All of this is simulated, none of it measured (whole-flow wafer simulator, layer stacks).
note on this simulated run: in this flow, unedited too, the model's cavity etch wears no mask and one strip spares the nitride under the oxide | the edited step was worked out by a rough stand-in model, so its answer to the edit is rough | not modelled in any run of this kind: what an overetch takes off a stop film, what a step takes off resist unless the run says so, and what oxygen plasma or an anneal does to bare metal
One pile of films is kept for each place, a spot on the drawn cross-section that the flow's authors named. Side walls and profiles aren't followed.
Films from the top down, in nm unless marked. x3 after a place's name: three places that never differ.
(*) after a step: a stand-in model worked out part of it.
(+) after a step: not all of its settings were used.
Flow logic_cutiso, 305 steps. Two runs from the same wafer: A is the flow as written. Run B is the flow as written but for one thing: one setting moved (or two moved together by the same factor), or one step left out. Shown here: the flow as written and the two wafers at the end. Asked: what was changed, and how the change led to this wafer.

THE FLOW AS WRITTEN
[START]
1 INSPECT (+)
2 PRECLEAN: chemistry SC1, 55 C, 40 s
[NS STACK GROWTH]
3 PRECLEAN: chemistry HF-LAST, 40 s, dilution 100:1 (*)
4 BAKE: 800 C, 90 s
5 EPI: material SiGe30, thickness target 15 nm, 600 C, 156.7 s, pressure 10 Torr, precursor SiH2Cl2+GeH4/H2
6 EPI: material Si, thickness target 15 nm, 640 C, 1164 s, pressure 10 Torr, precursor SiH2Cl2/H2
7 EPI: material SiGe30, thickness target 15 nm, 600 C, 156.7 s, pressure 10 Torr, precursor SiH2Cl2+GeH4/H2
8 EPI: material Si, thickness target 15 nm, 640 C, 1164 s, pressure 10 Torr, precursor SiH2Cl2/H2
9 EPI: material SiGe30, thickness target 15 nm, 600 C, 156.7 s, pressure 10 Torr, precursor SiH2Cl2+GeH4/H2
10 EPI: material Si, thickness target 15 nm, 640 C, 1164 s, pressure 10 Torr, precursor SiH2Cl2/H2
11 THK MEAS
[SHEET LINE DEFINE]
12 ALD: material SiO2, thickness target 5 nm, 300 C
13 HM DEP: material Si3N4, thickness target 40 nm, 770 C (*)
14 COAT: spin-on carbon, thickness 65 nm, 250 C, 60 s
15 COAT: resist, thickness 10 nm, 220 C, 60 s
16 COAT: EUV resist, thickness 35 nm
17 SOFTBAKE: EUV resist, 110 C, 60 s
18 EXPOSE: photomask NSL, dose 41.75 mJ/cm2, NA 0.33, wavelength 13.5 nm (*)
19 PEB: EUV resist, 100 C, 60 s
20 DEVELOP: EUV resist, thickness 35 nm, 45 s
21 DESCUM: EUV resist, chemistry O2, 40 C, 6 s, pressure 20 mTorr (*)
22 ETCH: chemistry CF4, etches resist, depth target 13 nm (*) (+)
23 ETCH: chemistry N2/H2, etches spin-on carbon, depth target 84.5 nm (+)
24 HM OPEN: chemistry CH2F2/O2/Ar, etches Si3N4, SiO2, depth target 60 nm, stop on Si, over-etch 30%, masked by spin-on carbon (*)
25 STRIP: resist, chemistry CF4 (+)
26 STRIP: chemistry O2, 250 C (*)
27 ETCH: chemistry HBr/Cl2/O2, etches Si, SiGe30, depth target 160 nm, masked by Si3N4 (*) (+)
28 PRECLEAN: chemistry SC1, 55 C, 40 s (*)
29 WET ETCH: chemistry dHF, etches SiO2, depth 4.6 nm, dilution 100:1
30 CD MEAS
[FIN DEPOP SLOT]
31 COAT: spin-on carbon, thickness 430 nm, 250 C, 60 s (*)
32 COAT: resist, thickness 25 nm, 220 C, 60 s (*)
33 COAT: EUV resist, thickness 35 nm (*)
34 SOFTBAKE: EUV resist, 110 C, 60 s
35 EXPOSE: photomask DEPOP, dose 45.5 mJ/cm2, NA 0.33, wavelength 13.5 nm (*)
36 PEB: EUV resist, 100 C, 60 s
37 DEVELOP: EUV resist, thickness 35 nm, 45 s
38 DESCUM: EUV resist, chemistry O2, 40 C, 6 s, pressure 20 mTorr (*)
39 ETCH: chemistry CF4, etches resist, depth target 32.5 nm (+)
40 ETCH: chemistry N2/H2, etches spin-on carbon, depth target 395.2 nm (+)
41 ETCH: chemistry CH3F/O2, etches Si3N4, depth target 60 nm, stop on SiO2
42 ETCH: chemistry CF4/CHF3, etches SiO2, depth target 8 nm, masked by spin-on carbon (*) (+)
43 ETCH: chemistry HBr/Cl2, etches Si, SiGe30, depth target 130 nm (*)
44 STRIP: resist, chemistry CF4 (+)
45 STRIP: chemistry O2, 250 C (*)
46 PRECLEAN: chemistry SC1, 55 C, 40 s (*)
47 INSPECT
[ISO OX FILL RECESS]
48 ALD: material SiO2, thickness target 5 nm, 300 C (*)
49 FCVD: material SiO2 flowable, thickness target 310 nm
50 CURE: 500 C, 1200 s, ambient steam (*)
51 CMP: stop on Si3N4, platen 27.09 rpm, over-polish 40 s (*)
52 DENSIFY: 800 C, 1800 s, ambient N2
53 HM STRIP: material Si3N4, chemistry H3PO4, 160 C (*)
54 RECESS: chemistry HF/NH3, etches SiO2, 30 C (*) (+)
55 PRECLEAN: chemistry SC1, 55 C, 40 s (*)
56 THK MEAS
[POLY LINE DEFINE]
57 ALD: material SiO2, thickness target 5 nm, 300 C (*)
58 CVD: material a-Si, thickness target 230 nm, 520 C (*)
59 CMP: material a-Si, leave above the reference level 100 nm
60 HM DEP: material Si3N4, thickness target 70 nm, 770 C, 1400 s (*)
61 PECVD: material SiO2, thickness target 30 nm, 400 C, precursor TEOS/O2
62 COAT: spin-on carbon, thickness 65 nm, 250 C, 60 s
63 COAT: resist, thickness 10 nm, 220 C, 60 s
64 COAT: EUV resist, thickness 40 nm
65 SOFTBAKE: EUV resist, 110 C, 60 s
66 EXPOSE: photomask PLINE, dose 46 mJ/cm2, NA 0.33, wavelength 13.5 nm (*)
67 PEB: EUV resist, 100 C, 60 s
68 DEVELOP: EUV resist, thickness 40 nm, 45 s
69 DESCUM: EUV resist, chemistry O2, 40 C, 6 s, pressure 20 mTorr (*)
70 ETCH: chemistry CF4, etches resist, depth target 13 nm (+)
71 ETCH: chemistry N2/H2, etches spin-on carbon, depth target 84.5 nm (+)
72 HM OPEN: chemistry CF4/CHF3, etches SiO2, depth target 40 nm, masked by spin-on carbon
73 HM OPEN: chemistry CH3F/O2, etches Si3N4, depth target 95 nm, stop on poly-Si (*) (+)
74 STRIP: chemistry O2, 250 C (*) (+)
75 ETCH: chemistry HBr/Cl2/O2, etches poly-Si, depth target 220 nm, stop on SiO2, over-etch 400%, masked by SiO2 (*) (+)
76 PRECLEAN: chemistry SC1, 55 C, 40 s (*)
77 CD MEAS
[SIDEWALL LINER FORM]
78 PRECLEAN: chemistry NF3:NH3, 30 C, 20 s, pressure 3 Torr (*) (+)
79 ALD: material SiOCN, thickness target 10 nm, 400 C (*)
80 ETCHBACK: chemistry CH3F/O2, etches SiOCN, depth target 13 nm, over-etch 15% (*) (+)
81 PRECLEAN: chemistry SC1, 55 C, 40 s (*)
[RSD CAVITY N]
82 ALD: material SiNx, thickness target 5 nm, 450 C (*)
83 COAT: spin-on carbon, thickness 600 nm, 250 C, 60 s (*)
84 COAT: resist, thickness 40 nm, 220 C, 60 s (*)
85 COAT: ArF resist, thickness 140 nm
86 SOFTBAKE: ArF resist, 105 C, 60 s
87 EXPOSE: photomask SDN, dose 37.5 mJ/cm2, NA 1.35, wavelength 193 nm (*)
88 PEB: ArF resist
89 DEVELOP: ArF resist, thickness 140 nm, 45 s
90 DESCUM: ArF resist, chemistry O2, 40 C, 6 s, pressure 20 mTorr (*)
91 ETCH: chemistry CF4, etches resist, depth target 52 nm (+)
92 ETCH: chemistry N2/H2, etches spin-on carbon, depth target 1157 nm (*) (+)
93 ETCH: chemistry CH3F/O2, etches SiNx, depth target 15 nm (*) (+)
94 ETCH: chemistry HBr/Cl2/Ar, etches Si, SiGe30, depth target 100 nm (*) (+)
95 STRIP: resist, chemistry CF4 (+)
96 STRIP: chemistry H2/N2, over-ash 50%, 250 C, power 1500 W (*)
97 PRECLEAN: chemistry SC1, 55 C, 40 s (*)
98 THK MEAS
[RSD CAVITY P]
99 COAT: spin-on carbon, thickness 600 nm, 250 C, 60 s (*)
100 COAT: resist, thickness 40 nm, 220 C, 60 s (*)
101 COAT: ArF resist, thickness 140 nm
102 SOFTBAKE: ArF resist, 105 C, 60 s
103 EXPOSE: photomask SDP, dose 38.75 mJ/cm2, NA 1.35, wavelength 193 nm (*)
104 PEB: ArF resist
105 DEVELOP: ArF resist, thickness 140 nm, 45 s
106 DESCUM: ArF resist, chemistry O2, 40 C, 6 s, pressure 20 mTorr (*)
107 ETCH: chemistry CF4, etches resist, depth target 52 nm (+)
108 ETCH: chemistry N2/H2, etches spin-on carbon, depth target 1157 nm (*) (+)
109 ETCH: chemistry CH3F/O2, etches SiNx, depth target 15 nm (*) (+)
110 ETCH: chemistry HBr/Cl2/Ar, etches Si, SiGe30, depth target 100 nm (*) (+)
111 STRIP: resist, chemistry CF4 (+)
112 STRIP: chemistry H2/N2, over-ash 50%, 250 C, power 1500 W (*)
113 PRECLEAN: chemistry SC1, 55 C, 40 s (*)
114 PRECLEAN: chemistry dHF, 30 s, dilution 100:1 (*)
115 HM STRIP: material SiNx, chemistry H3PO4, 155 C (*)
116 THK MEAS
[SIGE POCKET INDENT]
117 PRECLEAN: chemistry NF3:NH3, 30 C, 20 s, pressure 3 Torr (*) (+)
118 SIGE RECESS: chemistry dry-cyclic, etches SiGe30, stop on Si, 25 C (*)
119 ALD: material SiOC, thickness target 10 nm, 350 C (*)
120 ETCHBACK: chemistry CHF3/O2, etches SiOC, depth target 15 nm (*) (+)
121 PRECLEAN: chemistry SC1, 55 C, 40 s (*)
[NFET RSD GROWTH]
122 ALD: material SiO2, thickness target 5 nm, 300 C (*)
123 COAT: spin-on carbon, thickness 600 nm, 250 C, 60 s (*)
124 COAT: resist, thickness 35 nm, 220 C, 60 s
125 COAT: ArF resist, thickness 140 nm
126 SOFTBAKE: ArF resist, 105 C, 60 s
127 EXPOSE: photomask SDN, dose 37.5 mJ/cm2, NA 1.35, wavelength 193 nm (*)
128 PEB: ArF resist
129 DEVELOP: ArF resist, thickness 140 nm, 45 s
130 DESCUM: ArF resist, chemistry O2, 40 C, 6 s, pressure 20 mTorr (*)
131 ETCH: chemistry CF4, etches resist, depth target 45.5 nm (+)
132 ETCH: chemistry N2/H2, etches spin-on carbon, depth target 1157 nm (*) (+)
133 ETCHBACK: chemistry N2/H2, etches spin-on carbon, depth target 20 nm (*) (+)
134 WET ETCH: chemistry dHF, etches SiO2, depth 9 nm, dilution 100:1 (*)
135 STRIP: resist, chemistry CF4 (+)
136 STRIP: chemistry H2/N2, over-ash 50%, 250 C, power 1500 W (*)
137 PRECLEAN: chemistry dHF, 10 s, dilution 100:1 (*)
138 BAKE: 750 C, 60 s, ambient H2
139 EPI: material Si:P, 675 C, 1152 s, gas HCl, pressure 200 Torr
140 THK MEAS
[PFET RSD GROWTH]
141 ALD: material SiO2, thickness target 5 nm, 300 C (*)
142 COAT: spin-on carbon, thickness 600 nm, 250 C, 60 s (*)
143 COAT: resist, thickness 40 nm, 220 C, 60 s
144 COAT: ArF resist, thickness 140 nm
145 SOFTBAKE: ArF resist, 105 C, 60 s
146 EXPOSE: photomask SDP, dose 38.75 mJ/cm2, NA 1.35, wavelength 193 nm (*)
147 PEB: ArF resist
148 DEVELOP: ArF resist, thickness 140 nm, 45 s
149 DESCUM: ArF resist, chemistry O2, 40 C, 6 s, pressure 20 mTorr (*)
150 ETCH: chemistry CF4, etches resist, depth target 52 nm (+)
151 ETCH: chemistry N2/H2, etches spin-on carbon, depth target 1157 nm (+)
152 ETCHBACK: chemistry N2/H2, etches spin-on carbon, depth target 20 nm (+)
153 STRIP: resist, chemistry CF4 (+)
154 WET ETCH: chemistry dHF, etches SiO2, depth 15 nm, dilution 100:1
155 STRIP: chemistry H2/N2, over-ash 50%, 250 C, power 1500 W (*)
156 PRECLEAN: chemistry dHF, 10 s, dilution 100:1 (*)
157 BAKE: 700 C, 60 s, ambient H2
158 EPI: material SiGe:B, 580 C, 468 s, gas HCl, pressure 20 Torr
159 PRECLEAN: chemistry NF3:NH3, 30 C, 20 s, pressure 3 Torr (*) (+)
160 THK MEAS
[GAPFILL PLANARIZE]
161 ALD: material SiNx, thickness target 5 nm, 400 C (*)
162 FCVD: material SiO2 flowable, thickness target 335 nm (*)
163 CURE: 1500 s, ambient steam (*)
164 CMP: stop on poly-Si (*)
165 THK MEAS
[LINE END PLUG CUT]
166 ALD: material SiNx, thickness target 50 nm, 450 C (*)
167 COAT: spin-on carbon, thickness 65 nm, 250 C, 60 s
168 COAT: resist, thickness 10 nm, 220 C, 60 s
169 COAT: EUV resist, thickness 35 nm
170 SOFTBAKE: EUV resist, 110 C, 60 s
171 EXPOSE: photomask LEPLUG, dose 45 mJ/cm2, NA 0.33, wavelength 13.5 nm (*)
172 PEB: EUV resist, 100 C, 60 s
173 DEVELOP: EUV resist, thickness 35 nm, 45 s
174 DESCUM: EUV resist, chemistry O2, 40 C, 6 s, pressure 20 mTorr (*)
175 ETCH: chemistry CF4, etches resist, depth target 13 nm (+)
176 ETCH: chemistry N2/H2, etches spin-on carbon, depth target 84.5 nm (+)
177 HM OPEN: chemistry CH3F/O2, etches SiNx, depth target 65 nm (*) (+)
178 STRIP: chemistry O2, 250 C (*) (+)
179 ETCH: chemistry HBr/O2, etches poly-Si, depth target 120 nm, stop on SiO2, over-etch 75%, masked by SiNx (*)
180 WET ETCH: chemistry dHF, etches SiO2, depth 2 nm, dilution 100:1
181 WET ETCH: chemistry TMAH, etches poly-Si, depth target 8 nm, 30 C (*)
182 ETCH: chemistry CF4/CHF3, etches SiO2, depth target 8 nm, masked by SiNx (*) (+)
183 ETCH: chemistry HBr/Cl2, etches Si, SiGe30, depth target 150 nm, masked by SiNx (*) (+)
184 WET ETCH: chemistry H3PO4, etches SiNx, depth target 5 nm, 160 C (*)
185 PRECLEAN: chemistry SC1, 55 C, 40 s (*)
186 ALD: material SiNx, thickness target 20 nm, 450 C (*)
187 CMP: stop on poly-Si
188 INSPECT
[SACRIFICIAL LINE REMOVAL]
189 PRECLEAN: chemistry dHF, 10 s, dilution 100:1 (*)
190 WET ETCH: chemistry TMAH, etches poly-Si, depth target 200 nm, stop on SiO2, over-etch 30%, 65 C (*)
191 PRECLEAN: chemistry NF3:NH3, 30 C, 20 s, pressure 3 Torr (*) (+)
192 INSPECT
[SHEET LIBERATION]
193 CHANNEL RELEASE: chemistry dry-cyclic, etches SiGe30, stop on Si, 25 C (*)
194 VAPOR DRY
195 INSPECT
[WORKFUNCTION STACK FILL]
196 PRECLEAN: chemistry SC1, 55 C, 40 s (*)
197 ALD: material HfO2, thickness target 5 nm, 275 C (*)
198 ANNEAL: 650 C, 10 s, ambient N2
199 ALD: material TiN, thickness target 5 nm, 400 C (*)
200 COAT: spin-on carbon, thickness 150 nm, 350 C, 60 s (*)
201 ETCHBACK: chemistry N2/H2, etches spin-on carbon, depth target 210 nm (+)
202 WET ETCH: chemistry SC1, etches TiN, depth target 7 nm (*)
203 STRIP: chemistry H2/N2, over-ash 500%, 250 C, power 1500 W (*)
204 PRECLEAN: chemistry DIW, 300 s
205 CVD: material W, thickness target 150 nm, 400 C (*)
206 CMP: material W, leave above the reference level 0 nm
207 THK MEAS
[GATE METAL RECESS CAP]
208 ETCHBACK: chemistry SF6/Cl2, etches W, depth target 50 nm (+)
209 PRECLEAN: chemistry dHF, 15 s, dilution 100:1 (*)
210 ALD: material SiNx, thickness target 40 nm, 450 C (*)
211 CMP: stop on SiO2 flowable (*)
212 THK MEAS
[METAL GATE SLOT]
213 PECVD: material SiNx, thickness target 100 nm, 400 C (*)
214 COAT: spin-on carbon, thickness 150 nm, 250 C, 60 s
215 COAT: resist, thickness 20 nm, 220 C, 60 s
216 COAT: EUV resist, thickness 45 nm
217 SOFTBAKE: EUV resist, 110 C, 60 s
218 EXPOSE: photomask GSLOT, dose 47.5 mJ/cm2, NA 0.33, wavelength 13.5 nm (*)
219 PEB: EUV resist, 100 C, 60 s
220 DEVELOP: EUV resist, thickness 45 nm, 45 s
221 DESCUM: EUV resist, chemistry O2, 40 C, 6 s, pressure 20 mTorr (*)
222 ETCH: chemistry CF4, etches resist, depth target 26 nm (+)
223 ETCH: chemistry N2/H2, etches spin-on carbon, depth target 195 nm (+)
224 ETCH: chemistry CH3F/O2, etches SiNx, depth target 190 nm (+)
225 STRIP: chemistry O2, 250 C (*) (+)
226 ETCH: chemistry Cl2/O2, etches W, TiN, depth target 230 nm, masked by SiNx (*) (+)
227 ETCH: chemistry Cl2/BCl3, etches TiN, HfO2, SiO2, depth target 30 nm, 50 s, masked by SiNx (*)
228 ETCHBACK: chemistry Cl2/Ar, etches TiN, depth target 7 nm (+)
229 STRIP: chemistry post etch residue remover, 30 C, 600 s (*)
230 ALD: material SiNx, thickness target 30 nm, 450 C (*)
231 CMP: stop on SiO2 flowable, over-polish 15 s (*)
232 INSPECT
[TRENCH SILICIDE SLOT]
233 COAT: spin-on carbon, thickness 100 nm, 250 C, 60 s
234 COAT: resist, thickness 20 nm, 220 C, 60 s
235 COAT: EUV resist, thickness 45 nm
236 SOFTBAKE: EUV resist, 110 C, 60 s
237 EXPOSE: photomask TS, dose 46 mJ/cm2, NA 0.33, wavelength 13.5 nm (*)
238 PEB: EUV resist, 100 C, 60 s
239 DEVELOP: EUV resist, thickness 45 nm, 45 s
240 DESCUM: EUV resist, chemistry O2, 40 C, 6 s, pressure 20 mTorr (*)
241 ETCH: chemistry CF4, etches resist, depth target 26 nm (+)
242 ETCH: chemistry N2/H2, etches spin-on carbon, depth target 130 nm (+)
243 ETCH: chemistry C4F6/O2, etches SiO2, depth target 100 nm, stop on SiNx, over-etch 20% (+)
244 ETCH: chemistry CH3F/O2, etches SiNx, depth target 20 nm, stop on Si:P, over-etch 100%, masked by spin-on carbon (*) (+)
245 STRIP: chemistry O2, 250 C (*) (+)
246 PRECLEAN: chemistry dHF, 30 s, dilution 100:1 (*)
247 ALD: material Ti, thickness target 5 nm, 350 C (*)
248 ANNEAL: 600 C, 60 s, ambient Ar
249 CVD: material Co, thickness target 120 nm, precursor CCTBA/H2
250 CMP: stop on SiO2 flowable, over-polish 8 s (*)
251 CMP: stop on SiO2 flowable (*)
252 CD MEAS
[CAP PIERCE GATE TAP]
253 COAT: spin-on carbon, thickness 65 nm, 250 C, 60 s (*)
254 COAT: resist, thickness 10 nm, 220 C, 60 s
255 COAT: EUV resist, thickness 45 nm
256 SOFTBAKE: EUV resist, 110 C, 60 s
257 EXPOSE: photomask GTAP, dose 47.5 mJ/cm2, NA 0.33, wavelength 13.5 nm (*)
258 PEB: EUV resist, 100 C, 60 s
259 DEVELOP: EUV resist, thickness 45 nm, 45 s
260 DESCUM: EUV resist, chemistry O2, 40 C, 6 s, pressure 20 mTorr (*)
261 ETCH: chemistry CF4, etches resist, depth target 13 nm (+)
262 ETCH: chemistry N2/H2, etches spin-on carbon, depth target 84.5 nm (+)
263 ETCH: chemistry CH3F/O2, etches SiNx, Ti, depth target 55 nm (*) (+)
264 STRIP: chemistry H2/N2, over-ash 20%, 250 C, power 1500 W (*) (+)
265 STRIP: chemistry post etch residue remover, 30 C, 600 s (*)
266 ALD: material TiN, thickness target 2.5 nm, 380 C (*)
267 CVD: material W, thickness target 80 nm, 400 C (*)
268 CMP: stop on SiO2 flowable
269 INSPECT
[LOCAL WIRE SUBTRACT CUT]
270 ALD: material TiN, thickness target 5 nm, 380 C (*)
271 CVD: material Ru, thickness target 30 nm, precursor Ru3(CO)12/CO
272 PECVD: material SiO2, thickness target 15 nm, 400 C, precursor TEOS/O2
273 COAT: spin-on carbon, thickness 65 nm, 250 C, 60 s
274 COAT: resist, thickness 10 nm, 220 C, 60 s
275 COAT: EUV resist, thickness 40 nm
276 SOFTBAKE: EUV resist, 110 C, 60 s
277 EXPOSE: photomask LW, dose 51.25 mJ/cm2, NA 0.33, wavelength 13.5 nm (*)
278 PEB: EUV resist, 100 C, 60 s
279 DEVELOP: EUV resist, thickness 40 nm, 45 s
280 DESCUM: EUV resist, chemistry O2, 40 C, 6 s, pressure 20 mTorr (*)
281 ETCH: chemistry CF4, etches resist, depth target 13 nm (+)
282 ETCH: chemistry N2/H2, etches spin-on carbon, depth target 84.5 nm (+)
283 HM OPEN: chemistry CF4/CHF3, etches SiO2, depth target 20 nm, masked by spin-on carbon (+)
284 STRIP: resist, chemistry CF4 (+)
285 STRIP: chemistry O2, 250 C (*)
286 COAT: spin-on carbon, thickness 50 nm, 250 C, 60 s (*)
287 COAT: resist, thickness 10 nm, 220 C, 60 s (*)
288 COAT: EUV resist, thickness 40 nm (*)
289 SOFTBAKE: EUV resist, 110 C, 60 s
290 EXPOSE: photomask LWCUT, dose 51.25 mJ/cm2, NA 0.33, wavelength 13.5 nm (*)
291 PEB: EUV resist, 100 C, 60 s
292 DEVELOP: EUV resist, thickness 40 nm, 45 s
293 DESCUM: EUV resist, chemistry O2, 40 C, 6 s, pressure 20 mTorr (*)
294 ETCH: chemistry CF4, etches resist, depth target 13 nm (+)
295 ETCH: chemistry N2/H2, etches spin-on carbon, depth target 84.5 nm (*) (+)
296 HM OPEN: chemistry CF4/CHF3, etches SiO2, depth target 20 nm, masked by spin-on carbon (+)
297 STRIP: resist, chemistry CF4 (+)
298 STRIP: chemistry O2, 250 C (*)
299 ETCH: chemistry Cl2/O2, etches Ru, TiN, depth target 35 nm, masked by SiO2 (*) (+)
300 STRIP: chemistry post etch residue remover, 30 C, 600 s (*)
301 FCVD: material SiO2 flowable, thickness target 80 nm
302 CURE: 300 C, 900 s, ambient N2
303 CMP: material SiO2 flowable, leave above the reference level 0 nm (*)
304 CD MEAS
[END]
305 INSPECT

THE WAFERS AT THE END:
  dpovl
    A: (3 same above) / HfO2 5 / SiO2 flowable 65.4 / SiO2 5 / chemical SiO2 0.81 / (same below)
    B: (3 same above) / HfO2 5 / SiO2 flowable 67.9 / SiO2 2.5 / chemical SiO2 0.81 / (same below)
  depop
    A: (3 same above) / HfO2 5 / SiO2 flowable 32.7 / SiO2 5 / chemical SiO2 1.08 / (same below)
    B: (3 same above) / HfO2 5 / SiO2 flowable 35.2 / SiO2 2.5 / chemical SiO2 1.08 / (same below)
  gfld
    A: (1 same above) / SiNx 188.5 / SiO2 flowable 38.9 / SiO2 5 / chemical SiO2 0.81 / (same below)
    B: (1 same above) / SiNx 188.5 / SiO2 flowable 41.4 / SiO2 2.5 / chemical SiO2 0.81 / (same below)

The cause: step 48, ALD: thickness target 2.5 nm was run, where the flow has thickness target 5 nm.
It can be read off the wafer: dpovl has SiO2 2.5, and step 48 as written asks for 5 nm.

How the change led to this, step by step:
  48 ALD: material SiO2, thickness target 5 nm, 300 C (*)
      depop, dpovl, gfld and 19 more: A SiO2 +5 (new film) | B SiO2 +2.5 (new film)
  49 FCVD: material SiO2 flowable, thickness target 310 nm
      dpovl, nsgap: A SiO2 flowable +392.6 (new film) | B SiO2 flowable +382.4 (new film)
      depop: A SiO2 flowable +359.9 (new film) | B SiO2 flowable +349.7 (new film)
      (and at 2 more places)
  51 CMP: stop on Si3N4, platen 27.09 rpm, over-polish 40 s (*)
      lnrt, rsdn, tap: A SiO2 flowable -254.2 (all of it), SiO2 -5 (all of it), Si3N4 -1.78 | B SiO2 flowable -252.9 (all of it), SiO2 -2.5 (all of it), Si3N4 -1.78
      glp, lnrp: A SiO2 flowable -253.9 (all of it), SiO2 -5 (all of it), Si3N4 -1.78 | B SiO2 flowable -252.6 (all of it), SiO2 -2.5 (all of it), Si3N4 -1.78
      (and at 13 more places)
  197 ALD: material HfO2, thickness target 5 nm, 275 C (*)
      gxf: A HfO2 +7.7 (new film) | B HfO2 +5 (new film)
  199 ALD: material TiN, thickness target 5 nm, 400 C (*)
      gxf: A TiN +5 (new film) | B TiN +7.64 (new film)
